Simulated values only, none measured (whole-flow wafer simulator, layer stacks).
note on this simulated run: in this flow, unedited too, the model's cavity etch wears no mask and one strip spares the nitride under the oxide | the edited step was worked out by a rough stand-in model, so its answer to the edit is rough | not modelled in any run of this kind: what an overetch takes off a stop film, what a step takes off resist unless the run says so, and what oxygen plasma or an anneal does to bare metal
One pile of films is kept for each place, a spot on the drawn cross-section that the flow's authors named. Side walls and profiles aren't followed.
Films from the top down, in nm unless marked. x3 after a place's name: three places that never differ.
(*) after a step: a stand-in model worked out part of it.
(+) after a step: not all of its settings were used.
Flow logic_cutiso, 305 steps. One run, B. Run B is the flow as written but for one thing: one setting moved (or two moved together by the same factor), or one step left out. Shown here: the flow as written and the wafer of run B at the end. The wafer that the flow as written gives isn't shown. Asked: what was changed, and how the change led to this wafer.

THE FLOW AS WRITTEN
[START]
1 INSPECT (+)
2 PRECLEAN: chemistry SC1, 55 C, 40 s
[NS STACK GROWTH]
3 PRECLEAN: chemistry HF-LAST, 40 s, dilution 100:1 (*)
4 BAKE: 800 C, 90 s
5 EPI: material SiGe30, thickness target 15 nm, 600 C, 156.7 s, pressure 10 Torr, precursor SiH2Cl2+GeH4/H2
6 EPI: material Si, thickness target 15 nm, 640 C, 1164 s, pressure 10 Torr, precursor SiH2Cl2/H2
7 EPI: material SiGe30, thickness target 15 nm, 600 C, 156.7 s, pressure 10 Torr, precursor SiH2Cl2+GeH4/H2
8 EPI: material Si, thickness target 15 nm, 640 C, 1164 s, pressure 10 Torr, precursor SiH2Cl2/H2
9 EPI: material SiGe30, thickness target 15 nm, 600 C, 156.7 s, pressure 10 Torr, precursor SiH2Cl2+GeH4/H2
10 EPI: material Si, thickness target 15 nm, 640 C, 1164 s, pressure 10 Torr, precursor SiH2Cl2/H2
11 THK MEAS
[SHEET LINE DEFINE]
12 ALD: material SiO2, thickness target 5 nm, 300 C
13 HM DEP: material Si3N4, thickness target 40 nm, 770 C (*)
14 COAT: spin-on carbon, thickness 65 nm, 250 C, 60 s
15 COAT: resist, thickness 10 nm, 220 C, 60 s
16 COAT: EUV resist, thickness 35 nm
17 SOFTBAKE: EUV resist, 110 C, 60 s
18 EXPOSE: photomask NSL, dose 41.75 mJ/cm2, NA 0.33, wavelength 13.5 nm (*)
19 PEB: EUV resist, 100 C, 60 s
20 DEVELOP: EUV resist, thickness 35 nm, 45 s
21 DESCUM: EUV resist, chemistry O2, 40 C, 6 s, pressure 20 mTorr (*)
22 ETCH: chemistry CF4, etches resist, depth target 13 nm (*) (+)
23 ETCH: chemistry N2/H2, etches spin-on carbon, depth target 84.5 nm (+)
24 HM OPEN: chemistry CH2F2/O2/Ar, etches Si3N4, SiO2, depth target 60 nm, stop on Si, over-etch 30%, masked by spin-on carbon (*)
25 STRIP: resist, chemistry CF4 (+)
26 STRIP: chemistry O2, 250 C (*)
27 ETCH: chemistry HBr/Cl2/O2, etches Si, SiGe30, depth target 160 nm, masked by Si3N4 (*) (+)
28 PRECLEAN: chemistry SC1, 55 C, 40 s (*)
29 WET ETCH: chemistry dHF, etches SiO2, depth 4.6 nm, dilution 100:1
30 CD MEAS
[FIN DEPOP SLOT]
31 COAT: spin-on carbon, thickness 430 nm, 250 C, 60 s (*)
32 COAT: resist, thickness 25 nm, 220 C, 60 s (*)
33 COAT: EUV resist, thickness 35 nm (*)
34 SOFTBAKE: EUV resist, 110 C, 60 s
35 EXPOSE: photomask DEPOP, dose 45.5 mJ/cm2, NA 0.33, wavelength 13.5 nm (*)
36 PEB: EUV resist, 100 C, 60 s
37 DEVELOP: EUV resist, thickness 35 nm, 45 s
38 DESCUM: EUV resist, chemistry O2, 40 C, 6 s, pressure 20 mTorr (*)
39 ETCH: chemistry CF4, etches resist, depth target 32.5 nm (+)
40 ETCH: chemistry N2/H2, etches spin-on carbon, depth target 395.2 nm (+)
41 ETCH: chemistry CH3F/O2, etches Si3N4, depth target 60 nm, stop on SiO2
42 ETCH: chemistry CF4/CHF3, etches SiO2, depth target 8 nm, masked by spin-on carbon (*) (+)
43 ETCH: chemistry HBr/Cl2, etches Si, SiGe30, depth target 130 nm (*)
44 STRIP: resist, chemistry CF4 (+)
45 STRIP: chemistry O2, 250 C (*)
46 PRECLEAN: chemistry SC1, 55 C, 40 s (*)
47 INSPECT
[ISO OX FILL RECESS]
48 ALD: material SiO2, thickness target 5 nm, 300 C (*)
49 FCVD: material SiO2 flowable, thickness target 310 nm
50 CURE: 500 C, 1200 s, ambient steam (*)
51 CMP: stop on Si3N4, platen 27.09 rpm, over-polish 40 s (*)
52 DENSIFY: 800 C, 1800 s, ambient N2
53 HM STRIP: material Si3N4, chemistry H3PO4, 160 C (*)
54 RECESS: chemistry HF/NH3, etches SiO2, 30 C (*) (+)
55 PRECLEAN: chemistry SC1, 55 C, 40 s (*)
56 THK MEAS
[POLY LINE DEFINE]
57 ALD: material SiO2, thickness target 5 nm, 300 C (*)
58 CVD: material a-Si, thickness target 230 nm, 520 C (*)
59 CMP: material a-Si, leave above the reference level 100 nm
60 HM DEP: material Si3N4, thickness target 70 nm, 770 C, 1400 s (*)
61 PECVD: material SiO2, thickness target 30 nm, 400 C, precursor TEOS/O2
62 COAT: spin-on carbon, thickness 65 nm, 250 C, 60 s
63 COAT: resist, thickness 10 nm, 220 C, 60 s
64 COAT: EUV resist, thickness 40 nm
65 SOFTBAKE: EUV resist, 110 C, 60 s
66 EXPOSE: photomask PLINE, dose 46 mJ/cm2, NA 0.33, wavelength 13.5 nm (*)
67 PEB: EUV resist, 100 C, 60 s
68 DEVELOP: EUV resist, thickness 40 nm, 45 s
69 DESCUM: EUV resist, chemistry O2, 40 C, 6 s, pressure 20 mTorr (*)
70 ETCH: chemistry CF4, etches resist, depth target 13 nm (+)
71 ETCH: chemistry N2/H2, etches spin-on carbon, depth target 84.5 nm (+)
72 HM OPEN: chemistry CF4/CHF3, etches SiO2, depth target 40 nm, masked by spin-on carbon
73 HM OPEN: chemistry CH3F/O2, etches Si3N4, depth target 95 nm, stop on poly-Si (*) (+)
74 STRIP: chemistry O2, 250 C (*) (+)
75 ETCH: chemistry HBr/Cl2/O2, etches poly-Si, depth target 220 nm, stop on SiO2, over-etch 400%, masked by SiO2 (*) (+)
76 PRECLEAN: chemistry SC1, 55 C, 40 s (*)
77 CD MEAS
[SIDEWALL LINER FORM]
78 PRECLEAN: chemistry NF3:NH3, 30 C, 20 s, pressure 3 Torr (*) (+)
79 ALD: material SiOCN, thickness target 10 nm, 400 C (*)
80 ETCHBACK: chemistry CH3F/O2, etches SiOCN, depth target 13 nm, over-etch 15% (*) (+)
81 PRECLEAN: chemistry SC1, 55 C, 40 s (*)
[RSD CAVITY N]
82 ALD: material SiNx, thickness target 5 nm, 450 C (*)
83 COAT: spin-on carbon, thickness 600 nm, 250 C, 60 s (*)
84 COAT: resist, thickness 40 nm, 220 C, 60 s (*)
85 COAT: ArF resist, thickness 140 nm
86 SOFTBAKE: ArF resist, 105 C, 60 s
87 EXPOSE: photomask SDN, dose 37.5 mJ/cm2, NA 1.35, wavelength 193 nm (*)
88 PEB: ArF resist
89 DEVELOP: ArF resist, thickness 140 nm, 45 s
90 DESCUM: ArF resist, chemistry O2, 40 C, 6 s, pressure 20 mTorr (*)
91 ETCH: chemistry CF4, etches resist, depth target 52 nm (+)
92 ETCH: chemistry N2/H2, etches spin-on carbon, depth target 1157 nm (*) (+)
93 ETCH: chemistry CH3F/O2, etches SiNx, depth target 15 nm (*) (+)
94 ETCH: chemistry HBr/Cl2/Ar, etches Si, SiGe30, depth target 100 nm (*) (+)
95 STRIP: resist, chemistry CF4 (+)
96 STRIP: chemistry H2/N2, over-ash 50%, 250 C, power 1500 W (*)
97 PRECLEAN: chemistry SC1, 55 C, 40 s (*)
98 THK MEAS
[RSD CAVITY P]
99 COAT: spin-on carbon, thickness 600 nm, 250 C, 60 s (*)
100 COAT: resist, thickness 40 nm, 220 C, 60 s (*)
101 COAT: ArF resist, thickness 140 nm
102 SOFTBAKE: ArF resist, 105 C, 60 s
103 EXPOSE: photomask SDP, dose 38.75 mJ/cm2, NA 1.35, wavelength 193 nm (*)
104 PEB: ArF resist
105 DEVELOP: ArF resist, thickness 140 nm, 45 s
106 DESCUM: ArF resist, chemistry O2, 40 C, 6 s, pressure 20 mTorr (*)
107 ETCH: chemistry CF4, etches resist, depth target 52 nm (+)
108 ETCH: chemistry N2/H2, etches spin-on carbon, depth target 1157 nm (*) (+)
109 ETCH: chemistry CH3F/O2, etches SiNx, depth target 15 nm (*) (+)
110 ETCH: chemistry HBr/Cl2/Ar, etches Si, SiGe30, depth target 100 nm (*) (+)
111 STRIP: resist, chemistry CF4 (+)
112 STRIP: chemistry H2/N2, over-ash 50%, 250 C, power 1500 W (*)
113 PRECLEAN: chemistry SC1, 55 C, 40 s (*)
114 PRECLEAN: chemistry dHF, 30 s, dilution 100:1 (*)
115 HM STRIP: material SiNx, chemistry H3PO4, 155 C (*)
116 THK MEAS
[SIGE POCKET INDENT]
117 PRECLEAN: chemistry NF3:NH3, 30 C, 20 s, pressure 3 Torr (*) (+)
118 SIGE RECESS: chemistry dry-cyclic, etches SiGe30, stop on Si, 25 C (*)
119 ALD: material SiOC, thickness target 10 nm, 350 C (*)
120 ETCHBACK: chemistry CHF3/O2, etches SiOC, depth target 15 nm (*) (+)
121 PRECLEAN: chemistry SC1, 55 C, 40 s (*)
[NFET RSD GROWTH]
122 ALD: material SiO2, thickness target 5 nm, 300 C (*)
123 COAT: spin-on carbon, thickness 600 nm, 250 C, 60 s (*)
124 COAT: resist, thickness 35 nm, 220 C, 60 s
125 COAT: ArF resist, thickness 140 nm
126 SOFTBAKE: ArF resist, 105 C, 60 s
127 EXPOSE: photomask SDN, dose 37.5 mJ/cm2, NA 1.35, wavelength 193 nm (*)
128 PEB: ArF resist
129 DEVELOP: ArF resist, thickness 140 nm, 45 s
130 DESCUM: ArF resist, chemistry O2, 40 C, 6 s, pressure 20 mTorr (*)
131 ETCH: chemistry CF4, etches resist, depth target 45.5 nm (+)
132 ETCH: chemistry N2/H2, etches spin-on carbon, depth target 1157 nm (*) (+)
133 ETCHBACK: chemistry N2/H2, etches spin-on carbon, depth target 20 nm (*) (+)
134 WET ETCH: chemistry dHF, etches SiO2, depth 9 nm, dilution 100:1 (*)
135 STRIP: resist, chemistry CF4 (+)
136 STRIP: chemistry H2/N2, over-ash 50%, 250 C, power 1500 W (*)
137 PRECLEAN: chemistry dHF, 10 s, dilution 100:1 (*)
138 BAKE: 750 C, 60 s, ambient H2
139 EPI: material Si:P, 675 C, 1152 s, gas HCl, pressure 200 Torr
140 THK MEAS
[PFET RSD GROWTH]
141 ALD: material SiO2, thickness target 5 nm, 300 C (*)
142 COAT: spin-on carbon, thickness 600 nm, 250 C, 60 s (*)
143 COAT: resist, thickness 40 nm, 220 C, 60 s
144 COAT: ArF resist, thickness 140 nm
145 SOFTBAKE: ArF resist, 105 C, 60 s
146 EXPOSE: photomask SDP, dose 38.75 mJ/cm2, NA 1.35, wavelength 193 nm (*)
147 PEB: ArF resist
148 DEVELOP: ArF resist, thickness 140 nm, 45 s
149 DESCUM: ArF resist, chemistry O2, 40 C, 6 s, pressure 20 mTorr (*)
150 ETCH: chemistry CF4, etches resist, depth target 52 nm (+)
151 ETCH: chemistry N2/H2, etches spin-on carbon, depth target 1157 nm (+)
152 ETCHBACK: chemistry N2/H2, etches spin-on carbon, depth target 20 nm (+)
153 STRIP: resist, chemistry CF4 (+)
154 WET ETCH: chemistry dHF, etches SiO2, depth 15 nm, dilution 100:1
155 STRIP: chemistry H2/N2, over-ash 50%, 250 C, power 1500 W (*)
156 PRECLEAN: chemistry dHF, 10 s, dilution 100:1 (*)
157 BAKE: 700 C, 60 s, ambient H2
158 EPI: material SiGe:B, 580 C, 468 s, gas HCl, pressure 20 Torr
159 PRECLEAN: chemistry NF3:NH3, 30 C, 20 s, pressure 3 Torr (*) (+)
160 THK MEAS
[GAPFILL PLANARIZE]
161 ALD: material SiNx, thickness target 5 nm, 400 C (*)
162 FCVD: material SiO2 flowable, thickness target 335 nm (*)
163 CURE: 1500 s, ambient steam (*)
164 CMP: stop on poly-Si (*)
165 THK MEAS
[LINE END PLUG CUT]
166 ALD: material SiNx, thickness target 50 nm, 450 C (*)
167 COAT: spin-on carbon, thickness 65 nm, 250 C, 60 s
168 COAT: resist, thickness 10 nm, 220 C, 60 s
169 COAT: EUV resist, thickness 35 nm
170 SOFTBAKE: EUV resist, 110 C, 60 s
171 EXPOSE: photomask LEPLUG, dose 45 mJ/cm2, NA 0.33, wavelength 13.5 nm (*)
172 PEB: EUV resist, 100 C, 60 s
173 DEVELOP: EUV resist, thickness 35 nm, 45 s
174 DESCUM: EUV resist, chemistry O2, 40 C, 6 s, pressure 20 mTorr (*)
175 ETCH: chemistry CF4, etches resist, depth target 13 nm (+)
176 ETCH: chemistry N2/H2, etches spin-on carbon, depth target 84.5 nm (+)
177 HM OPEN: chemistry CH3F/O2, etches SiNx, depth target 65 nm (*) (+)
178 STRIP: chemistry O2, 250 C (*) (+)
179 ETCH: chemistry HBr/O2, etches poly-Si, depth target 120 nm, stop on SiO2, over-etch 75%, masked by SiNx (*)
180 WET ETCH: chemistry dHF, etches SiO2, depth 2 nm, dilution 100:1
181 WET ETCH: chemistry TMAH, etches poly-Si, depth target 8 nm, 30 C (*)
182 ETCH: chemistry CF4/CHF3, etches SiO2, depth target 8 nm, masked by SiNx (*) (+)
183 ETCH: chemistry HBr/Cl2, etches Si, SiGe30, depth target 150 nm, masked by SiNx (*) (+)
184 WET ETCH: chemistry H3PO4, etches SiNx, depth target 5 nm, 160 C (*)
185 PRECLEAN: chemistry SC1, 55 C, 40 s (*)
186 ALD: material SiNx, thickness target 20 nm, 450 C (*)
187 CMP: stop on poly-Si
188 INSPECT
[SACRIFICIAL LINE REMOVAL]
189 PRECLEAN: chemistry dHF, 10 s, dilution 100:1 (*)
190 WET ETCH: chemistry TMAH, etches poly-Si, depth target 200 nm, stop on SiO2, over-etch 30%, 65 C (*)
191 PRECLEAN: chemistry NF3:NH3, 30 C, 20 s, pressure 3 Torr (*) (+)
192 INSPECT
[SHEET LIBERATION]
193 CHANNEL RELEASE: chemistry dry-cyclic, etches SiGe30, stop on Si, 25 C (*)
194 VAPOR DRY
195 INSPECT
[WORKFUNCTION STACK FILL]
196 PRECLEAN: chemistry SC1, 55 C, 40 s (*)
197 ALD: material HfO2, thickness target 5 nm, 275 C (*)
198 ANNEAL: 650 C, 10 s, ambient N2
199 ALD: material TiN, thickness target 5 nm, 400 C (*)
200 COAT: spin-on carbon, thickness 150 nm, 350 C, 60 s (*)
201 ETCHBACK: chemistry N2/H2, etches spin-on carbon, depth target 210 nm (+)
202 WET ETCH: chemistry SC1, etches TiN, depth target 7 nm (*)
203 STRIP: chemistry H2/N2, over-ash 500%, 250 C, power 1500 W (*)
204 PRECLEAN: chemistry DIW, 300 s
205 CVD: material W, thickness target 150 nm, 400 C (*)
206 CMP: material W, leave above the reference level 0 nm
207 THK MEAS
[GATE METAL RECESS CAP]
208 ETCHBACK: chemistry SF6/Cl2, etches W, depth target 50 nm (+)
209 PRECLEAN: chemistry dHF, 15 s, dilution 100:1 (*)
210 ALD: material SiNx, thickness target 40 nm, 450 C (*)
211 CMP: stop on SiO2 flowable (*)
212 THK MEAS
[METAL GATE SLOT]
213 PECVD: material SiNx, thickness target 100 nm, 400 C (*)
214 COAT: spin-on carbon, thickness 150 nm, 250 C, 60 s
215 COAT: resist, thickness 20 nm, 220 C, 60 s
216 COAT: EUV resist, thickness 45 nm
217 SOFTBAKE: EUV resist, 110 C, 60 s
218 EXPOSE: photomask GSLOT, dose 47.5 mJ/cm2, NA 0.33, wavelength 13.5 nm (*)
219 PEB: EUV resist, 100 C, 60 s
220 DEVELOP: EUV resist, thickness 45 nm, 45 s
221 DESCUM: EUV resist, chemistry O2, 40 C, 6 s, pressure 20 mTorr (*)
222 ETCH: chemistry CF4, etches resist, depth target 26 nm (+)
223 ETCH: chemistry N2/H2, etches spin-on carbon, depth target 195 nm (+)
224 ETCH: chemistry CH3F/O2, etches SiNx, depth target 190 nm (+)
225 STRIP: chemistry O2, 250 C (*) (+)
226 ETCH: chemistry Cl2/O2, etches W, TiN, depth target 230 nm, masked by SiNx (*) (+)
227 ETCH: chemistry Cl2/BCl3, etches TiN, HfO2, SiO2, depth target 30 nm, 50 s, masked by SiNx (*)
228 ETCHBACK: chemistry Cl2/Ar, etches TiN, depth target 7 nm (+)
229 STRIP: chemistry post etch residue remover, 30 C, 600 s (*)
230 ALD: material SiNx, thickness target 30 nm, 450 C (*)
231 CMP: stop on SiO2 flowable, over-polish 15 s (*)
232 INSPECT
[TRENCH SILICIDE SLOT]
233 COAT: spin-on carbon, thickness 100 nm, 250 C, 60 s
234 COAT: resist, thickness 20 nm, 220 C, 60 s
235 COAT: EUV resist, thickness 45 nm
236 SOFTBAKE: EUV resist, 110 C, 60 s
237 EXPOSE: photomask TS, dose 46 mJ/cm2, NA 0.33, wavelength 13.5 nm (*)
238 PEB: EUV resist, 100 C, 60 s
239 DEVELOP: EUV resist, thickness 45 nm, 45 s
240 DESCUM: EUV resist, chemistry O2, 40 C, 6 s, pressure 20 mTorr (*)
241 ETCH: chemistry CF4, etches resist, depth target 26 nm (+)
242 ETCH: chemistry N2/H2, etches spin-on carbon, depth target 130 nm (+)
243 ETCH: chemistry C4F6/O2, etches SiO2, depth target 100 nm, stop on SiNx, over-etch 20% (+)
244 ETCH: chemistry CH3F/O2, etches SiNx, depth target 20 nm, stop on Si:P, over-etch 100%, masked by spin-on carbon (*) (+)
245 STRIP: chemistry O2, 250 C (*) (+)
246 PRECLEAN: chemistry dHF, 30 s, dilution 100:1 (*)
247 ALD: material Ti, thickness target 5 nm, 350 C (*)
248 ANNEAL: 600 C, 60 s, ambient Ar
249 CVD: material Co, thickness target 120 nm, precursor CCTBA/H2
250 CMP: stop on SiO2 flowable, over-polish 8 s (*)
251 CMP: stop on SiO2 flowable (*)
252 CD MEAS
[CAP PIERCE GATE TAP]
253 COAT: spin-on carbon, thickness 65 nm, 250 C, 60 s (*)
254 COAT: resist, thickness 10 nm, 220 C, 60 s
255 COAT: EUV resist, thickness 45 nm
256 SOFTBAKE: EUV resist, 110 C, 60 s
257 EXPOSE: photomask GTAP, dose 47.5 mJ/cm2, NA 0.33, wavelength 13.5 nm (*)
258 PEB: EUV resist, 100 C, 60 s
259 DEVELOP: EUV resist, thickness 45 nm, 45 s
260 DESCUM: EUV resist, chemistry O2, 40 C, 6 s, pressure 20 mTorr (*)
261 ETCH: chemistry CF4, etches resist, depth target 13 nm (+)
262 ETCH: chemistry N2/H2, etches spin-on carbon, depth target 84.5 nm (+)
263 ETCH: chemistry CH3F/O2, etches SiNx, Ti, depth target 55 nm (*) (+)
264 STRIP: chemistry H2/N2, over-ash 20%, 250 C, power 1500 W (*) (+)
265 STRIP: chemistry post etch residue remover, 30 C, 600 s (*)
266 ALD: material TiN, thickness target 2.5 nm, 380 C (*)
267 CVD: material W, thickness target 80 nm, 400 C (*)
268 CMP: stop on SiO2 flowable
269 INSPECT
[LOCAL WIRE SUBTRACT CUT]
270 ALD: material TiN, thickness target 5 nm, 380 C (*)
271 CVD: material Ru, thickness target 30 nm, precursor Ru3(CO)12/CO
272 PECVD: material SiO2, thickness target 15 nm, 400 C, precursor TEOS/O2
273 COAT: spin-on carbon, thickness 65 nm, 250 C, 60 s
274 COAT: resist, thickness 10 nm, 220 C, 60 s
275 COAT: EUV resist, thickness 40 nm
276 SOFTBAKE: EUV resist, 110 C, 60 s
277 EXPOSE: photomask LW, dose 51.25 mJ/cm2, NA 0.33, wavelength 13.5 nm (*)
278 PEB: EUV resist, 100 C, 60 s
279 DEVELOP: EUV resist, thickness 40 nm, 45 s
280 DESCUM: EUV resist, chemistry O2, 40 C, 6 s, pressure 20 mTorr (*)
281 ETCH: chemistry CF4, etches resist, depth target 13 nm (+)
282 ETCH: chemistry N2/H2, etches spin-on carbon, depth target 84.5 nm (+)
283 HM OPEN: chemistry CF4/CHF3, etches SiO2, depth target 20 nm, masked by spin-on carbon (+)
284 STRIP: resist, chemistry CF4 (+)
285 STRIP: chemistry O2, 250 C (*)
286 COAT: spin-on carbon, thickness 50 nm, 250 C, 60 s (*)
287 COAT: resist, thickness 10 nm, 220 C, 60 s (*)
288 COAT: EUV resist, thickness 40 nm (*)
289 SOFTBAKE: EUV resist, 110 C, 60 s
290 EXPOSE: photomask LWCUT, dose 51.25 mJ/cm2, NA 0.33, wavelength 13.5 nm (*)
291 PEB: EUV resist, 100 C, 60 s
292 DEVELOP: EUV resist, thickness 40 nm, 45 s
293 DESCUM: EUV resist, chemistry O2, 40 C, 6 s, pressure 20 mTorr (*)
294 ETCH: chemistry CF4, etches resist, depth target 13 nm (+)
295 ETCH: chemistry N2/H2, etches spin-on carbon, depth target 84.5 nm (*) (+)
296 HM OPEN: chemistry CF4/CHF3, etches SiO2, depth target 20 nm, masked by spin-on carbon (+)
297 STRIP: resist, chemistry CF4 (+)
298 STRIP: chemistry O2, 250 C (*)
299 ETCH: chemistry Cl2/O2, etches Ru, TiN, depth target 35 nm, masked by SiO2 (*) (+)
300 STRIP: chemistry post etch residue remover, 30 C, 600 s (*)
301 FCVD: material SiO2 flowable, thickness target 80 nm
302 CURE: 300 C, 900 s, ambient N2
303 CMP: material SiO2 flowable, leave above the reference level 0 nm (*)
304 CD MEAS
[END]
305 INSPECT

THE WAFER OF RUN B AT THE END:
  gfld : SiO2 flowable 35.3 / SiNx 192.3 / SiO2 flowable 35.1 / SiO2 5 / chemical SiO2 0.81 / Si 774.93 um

The cause: step 227, ETCH: depth target 33.8 nm was run, where the flow has depth target 30 nm; step 227, ETCH: 56.2 s was run, where the flow has 50 s.

How the change led to this, step by step:
  227 ETCH: chemistry Cl2/BCl3, etches TiN, HfO2, SiO2, depth target 30 nm, 50 s, masked by SiNx (*)
      depop, dpovl, gl and 18 more: SiNx -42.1 (as written it would be: SiNx -37.4)
      gfld: HfO2 -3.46 (all of it), SiO2 flowable -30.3 (as written it would be: HfO2 -3.46 (all of it), SiO2 flowable -26.5)
  231 CMP: stop on SiO2 flowable, over-polish 15 s (*)
      depop, dpovl, gfld and 10 more: SiNx -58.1 (as written it would be: SiNx -62.7)
      lnr, lnri, lnrp, lnrt: SiNx -56.3 (all of it), SiOCN -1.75 (as written it would be: SiNx -61 (all of it), SiOCN -1.75)
      (and at 5 more places)
